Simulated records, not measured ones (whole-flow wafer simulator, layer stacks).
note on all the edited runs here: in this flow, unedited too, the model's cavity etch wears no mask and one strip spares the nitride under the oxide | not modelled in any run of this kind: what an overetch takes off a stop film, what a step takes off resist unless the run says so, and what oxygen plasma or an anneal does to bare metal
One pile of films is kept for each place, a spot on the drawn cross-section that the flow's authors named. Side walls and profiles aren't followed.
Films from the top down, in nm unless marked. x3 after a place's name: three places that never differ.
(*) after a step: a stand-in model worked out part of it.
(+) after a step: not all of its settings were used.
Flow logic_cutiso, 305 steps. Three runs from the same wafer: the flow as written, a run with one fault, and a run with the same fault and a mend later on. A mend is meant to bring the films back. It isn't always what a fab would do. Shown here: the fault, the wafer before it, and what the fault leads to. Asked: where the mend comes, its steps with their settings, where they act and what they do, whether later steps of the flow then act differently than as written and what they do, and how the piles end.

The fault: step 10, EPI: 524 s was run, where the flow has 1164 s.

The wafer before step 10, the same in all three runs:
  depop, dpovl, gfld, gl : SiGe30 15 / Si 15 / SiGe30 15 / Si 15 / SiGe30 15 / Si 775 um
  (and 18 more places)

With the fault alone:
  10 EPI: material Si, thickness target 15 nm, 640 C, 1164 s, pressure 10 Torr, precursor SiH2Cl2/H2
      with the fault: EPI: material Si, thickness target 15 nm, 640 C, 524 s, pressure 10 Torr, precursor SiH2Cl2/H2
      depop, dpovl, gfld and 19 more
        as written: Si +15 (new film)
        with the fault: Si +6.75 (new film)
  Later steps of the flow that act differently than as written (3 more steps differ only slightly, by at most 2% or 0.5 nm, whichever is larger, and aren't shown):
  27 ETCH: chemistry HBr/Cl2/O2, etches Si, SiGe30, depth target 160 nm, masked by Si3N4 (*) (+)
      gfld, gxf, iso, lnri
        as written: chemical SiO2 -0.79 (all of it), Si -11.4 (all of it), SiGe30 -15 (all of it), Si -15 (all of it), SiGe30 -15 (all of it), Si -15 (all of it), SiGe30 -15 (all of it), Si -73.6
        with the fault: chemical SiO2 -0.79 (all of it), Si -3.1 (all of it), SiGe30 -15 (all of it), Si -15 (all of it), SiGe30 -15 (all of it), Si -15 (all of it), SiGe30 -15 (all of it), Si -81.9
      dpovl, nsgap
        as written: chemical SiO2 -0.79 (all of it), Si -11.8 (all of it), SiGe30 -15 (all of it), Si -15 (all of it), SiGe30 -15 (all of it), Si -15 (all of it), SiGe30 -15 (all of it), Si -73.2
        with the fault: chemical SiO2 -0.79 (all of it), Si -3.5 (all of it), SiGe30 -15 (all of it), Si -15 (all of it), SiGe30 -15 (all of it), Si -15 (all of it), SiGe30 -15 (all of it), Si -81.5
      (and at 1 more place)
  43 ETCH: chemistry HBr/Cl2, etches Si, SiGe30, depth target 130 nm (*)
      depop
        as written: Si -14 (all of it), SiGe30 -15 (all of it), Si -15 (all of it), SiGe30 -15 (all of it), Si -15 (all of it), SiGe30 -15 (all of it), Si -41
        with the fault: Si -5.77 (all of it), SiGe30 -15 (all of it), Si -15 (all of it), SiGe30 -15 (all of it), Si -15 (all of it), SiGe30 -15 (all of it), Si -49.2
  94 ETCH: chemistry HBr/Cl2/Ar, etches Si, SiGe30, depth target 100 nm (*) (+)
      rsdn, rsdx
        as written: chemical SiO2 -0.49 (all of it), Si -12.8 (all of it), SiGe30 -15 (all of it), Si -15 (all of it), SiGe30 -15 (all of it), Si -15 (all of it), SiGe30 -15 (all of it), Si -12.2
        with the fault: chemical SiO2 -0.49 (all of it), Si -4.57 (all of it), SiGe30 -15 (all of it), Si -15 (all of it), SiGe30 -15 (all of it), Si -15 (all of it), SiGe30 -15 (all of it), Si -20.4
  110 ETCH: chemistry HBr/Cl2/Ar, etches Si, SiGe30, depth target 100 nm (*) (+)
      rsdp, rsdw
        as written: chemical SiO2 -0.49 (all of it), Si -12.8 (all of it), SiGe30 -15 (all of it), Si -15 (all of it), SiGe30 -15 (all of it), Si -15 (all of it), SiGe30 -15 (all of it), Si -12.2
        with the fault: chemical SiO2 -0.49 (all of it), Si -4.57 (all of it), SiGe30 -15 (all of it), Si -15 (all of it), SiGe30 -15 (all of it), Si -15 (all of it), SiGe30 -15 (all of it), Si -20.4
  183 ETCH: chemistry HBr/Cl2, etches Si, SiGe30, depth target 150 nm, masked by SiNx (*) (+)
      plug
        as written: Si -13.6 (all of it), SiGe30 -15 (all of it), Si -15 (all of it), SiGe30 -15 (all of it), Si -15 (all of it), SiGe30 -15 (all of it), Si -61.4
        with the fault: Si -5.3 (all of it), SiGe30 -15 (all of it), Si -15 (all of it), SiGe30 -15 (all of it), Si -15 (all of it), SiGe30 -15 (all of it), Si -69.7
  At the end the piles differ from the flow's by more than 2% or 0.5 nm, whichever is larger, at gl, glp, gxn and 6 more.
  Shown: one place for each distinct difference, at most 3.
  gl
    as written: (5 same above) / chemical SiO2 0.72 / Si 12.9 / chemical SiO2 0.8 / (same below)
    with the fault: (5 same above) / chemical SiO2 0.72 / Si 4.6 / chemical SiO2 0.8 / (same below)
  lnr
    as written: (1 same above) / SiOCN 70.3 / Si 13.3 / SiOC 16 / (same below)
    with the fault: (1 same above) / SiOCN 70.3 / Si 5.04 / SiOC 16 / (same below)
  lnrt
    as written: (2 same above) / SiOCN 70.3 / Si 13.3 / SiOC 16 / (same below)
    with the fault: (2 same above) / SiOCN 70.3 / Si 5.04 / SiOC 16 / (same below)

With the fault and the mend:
  The mend comes after step 11.
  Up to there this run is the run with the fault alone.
  11a EPI: material Si, thickness target 15 nm, 640 C, 640.4 s, pressure 10 Torr, precursor SiH2Cl2/H2 (the flow's step 10 once more, with other settings)
      depop, dpovl, gfld and 19 more
        Si +8.25
  No later step of the flow acts differently than as written at any place that is followed.
  At the end the piles are the same as the flow's at every place that both follow.
